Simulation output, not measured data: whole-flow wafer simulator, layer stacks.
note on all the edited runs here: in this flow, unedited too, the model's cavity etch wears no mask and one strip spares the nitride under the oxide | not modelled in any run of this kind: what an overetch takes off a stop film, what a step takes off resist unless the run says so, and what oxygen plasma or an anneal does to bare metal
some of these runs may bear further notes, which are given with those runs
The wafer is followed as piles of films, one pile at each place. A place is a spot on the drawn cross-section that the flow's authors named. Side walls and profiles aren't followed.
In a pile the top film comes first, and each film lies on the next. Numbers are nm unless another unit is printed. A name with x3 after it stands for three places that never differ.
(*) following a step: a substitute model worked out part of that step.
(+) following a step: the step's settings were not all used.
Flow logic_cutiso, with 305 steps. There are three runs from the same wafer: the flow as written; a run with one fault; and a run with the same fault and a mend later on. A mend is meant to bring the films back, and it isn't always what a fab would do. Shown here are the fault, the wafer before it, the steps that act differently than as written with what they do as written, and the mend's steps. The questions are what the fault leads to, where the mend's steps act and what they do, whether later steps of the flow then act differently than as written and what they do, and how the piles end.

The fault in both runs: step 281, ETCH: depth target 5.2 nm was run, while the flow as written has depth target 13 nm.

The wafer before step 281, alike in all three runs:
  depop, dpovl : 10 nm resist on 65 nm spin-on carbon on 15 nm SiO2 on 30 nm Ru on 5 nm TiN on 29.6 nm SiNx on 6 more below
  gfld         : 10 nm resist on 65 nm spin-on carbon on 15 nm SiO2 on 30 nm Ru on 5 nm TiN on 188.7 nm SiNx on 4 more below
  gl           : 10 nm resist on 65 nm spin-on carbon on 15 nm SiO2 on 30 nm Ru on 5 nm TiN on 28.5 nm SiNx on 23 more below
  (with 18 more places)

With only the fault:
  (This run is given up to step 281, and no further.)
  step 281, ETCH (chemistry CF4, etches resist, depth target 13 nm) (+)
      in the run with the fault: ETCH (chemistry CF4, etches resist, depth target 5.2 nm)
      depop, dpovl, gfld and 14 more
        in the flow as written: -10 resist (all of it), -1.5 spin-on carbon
        in the run with the fault: -5.2 resist
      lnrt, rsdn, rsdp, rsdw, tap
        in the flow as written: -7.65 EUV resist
        in the run with the fault: -3.06 EUV resist
  The piles after step 281 differ from the flow's at depop, dpovl, gfld and 19 more by more than 2% or 0.5 nm, whichever is larger.
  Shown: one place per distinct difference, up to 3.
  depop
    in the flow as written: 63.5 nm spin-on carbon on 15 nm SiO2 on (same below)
    in the run with the fault: 4.8 nm resist on 65 nm spin-on carbon on 15 nm SiO2 on (same below)
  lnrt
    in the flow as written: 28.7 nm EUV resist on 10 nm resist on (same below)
    in the run with the fault: 33.3 nm EUV resist on 10 nm resist on (same below)

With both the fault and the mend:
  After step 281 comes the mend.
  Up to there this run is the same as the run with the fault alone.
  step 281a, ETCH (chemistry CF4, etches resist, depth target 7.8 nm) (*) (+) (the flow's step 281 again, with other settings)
      depop, dpovl, gfld and 14 more
        -4.8 resist (all of it), -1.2 spin-on carbon
      lnrt, rsdn, rsdp, rsdw, tap
        -4.24 EUV resist
  Later steps of the flow that are run all act as written at every place that is followed, up to a difference of at most 2% or 0.5 nm, whichever is larger.
  At every place that both follow, the piles at the end match the flow's.
